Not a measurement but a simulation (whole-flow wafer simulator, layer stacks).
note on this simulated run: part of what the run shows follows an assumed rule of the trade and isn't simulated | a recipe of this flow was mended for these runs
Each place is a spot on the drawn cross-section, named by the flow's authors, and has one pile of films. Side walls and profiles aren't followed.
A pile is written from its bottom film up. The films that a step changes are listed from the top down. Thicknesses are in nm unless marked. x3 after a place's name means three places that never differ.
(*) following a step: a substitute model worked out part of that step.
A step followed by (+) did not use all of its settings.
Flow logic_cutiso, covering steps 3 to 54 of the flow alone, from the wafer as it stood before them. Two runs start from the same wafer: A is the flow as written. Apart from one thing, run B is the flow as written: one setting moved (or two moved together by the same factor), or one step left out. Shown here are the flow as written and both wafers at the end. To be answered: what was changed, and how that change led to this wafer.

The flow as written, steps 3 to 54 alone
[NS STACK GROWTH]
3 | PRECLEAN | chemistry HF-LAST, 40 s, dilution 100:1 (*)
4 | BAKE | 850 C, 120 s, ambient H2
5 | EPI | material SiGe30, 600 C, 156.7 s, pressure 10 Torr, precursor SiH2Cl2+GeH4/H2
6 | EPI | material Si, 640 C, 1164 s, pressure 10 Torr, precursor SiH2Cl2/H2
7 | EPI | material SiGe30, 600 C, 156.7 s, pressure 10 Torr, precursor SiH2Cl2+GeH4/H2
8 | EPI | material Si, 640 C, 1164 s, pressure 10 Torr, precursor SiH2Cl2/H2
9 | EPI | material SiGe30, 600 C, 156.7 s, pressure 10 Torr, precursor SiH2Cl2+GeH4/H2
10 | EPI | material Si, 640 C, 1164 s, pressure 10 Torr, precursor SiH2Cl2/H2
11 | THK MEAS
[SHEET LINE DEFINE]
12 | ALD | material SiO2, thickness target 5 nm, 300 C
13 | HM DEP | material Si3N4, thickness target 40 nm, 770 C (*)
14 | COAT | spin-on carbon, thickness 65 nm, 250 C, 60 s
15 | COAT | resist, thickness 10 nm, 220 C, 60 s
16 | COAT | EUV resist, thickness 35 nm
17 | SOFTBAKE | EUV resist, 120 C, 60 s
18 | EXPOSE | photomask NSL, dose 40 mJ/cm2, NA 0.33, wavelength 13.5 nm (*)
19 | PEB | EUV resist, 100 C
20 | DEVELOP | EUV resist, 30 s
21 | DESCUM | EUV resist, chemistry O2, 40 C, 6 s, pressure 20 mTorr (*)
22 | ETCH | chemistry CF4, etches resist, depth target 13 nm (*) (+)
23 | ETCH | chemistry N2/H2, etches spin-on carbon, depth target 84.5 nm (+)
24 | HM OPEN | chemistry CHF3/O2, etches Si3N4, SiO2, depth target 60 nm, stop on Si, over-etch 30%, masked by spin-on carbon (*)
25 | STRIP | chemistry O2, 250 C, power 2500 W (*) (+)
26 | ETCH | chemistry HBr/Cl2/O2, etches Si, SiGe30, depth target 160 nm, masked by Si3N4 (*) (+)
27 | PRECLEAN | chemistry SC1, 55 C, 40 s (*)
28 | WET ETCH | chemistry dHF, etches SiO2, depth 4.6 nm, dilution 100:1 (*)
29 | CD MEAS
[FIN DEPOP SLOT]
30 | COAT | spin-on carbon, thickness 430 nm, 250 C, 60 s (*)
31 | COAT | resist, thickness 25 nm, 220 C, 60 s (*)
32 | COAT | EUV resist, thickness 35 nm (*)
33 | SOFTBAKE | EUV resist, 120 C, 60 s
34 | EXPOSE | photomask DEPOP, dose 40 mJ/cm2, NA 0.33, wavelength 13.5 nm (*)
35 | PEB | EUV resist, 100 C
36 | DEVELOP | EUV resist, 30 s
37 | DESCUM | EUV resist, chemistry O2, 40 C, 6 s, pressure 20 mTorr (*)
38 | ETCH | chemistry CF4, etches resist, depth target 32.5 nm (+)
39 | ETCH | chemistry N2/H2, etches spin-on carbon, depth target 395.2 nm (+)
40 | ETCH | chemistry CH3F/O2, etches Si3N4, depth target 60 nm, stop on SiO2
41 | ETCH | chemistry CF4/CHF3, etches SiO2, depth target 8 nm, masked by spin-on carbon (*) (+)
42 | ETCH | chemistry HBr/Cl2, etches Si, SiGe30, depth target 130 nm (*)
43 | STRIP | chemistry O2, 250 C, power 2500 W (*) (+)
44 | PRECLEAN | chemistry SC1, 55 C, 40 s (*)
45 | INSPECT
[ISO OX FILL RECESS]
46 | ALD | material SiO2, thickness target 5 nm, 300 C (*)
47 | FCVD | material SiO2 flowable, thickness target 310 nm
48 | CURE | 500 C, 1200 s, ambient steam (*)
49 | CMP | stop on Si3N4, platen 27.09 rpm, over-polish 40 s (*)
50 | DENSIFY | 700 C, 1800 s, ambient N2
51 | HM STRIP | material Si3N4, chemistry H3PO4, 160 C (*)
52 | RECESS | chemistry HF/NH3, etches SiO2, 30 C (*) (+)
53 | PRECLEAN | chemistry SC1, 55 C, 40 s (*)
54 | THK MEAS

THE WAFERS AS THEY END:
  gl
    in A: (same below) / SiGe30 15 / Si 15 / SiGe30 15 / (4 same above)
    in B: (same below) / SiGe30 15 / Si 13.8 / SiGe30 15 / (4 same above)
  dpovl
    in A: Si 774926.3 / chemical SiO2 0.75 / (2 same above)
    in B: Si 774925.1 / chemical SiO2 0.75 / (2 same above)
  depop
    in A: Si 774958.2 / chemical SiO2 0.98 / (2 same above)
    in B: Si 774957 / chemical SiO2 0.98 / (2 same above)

What caused this: step 6, EPI: 1071 s was run, whereas the flow has 1164 s.

How this came from the change, step by step:
  6 | EPI | material Si, 640 C, 1164 s, pressure 10 Torr, precursor SiH2Cl2/H2
      depop, dpovl, gfld and 19 more: A +15 Si (new film) | B +13.8 Si (new film)
  26 | ETCH | chemistry HBr/Cl2/O2, etches Si, SiGe30, depth target 160 nm, masked by Si3N4 (*) (+)
      dpovl, gfld, gxf, iso, isow, lnri, nsgap: A -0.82 chemical SiO2 (all of it), -12 Si (all of it), -15 SiGe30 (all of it), -15 Si (all of it), -15 SiGe30 (all of it), -15 Si (all of it), -15 SiGe30 (all of it), -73 Si | B -0.82 chemical SiO2 (all of it), -12 Si (all of it), -15 SiGe30 (all of it), -15 Si (all of it), -15 SiGe30 (all of it), -13.8 Si (all of it), -15 SiGe30 (all of it), -74.2 Si
  42 | ETCH | chemistry HBr/Cl2, etches Si, SiGe30, depth target 130 nm (*)
      depop: A -13.8 Si (all of it), -15 SiGe30 (all of it), -15 Si (all of it), -15 SiGe30 (all of it), -15 Si (all of it), -15 SiGe30 (all of it), -41.2 Si | B -13.8 Si (all of it), -15 SiGe30 (all of it), -15 Si (all of it), -15 SiGe30 (all of it), -13.8 Si (all of it), -15 SiGe30 (all of it), -42.4 Si
